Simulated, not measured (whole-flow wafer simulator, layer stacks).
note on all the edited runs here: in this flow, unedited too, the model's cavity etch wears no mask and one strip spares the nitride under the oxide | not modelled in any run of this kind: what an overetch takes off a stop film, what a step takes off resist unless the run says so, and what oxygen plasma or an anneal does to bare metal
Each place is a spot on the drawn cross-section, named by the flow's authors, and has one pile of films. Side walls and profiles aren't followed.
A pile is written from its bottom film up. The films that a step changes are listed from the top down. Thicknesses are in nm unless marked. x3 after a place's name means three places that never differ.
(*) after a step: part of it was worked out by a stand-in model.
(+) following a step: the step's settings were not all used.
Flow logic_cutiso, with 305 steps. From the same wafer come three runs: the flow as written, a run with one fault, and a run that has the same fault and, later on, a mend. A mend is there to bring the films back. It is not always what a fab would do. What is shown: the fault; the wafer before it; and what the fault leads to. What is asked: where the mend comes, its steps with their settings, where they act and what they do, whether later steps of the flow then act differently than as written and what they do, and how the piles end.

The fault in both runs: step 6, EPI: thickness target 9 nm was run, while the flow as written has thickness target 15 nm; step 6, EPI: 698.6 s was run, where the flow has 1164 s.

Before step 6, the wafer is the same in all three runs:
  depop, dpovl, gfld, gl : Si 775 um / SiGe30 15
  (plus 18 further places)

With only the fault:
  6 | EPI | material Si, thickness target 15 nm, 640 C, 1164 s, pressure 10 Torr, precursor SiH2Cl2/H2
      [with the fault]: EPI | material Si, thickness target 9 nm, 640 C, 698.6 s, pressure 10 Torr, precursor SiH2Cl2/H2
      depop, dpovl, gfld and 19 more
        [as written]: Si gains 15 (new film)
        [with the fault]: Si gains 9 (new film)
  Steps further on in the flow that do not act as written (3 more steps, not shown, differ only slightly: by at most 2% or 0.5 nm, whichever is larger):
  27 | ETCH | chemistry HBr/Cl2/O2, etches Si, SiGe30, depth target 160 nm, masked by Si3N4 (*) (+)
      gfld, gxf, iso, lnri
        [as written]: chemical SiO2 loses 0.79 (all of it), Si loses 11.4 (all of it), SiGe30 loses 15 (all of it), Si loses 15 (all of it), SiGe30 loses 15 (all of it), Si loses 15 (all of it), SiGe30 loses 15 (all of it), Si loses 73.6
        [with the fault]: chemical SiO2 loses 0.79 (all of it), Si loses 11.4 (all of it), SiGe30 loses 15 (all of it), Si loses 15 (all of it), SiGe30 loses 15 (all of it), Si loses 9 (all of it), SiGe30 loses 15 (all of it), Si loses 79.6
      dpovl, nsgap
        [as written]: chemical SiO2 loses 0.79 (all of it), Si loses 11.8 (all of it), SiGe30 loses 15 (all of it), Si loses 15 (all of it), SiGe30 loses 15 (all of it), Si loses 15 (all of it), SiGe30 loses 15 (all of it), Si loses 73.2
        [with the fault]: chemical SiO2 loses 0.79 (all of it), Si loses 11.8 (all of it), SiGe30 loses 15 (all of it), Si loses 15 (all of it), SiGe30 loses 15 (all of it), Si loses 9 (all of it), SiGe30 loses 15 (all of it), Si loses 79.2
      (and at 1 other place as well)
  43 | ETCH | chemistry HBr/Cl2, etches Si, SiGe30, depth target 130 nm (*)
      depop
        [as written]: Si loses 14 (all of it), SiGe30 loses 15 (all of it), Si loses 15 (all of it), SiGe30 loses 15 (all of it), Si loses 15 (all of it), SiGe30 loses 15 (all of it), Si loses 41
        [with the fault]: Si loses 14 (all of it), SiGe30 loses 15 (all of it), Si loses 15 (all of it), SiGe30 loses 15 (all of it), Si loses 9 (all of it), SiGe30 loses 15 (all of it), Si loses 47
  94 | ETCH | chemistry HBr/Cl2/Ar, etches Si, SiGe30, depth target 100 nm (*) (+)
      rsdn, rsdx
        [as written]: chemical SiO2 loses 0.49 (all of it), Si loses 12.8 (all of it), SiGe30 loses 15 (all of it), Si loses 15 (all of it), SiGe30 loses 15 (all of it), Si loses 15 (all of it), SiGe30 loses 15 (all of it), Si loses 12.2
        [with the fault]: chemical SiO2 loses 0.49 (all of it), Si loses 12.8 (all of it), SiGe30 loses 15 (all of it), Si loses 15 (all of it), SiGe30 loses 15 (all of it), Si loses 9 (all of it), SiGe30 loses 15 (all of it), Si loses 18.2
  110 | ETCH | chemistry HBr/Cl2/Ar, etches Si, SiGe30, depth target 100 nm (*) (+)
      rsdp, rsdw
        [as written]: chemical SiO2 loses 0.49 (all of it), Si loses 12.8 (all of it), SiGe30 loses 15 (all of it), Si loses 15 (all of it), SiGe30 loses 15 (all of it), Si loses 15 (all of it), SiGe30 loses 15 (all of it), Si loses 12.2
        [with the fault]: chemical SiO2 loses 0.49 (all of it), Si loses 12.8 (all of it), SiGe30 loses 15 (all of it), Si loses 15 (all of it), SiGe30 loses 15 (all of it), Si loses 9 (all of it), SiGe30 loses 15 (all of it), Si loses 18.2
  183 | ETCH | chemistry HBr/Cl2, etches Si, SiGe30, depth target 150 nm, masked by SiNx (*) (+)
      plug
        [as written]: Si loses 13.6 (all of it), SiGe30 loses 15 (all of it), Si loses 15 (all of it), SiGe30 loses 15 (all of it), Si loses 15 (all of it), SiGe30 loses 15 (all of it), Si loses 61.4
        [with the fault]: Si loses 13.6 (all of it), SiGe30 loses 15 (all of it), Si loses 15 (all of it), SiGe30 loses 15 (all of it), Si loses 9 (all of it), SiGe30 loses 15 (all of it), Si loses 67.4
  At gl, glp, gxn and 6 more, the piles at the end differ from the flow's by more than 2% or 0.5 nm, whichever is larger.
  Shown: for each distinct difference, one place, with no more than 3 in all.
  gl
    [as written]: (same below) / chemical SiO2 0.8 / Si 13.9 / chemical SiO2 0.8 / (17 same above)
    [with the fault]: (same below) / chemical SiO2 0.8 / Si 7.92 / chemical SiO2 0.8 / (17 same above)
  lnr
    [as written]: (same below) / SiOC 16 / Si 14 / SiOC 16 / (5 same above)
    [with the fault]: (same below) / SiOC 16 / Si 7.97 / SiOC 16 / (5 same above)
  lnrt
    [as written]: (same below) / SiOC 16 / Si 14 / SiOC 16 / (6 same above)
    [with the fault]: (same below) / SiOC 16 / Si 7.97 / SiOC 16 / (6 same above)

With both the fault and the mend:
  The mend stands after step 6.
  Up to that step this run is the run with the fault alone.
  6a | EPI | material Si, thickness target 6 nm, 640 C, 465.8 s, pressure 10 Torr, precursor SiH2Cl2/H2 (a further turn of the flow's step 6, with different settings)
      depop, dpovl, gfld and 19 more
        Si gains 6
  Later steps of the flow that are run all act as written at every place that is followed.
  The piles end the same as the flow's at every place that both follow.
